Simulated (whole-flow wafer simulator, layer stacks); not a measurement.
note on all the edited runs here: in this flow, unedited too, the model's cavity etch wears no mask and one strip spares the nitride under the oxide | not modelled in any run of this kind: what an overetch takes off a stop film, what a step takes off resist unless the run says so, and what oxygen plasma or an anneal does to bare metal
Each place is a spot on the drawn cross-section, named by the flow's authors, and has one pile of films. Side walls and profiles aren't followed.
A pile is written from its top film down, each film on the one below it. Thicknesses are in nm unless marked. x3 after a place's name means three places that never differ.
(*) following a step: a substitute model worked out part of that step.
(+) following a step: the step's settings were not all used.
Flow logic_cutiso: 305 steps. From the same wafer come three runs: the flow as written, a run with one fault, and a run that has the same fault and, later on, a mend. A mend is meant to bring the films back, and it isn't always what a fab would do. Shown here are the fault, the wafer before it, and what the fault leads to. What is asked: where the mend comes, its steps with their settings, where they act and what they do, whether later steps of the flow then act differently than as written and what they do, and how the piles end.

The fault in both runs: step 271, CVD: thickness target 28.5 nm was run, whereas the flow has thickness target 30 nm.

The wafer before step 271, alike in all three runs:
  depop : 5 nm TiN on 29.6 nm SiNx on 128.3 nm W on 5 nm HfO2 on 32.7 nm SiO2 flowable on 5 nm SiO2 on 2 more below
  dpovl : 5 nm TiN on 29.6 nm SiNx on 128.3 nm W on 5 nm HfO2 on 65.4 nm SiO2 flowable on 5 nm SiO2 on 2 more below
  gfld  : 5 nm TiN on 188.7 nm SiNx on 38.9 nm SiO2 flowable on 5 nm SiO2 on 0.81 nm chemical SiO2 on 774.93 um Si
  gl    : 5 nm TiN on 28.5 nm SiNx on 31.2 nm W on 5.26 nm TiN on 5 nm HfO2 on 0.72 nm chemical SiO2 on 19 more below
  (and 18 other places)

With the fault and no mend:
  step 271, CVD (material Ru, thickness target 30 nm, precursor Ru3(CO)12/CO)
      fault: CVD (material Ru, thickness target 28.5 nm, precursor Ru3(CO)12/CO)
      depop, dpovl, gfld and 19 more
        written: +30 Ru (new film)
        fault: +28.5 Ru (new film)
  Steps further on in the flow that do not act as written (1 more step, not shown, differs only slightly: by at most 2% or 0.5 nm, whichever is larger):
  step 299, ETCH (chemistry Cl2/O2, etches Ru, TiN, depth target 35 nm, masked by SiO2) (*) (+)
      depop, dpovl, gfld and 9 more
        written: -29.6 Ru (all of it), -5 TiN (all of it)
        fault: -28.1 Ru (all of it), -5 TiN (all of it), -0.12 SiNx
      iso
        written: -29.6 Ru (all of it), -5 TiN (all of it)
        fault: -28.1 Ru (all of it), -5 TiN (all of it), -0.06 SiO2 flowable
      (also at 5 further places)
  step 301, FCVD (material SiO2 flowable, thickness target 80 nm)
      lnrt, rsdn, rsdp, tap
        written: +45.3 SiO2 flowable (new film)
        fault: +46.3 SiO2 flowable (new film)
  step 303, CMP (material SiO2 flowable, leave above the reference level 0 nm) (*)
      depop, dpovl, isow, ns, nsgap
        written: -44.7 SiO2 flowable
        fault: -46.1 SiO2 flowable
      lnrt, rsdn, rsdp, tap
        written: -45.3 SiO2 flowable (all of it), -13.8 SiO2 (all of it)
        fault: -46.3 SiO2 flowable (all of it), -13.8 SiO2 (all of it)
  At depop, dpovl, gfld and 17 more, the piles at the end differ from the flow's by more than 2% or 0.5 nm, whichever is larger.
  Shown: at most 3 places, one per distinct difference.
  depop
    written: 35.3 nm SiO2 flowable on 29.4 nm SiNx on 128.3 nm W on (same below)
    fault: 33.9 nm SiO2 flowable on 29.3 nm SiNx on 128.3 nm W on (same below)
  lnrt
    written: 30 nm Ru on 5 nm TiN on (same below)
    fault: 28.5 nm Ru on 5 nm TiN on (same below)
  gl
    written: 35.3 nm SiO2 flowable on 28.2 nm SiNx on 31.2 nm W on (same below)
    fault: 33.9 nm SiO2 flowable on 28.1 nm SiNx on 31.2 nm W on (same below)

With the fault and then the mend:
  The mend follows step 271.
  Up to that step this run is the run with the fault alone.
  step 271a, CVD (material Ru, thickness target 1.5 nm, precursor Ru3(CO)12/CO) (the flow's step 271 again, with other settings)
      depop, dpovl, gfld and 19 more
        +1.5 Ru
  None of the later steps of the flow acts differently than as written at any place that is followed.
  At every place that both follow, the piles at the end match the flow's.
